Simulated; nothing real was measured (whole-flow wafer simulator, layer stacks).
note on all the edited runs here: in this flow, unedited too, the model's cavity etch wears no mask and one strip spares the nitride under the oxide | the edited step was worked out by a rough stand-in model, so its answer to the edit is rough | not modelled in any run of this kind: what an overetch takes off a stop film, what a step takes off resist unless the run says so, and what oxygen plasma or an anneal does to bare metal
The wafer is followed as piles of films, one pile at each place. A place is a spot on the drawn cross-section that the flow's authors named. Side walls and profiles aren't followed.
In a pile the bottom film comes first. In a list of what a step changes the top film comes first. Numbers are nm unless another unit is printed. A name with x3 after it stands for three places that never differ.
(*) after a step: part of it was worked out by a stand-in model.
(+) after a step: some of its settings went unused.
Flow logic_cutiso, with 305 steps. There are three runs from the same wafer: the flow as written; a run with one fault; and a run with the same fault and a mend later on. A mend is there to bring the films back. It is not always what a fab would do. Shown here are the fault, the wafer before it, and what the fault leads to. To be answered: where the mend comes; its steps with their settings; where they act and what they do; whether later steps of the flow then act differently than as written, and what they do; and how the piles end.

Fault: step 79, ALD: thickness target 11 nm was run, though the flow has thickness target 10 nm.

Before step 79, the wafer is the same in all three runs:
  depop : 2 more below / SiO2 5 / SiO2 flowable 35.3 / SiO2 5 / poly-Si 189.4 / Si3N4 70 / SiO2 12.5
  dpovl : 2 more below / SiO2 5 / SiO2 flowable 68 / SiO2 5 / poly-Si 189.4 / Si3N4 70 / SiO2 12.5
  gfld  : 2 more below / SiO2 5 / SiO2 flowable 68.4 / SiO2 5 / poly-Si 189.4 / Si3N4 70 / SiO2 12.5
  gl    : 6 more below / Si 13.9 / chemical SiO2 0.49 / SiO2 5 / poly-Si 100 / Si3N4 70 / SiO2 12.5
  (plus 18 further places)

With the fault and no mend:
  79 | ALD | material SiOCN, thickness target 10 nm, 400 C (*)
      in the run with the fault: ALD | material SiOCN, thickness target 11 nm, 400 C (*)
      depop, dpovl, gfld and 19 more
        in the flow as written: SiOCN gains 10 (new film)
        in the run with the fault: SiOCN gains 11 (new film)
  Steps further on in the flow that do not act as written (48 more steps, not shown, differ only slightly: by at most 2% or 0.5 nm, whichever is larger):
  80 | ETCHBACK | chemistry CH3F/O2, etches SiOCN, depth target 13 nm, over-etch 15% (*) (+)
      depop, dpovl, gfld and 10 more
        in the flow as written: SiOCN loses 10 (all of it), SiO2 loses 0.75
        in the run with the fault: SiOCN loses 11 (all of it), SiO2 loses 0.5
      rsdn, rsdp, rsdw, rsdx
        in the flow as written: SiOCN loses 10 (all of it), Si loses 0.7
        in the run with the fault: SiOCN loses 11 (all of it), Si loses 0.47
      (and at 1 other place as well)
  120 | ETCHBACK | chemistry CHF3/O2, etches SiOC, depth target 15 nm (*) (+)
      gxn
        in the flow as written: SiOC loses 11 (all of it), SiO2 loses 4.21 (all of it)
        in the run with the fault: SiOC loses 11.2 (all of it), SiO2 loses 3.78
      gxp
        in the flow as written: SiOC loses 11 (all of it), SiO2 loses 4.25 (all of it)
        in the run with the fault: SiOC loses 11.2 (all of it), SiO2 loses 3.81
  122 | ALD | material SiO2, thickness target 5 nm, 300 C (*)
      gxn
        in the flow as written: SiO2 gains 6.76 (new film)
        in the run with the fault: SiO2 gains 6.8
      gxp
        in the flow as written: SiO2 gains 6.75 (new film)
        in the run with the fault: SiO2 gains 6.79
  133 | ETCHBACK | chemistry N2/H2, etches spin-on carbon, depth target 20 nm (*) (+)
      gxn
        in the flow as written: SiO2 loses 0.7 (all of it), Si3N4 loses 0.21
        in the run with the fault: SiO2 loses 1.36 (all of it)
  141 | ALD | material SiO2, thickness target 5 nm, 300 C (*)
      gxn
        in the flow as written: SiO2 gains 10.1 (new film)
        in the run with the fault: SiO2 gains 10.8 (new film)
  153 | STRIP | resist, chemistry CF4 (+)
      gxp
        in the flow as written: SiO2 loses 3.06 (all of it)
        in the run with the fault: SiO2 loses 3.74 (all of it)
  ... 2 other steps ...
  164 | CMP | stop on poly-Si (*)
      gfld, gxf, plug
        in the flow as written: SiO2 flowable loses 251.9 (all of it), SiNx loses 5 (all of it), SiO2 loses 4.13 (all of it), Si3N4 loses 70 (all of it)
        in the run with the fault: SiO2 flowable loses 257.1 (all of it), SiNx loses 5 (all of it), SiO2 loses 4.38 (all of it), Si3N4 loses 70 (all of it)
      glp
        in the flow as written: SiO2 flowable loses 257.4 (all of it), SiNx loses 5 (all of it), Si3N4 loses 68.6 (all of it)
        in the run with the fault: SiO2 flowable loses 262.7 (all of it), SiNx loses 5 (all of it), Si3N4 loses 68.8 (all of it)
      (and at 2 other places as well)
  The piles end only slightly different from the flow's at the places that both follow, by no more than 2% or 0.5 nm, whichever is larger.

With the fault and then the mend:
  After step 79 comes the mend.
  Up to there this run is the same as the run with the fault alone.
  80 | ETCHBACK | chemistry CH3F/O2, etches SiOCN, depth target 14 nm, over-etch 15% (*) (+) (the flow's step 80; as written it has depth target 13 nm)
      depop, dpovl, gfld and 10 more
        SiOCN loses 11 (all of it), SiO2 loses 0.75
      rsdn, rsdp, rsdw, rsdx
        SiOCN loses 11 (all of it), Si loses 0.7
      lnr, lnrp, lnrt
        SiOCN gains 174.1
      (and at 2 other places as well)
  None of the later steps of the flow differs from how it acts as written, at any place that is followed, by more than 2% or 0.5 nm, whichever is larger.
  The piles end only slightly different from the flow's at the places that both follow, by no more than 2% or 0.5 nm, whichever is larger.
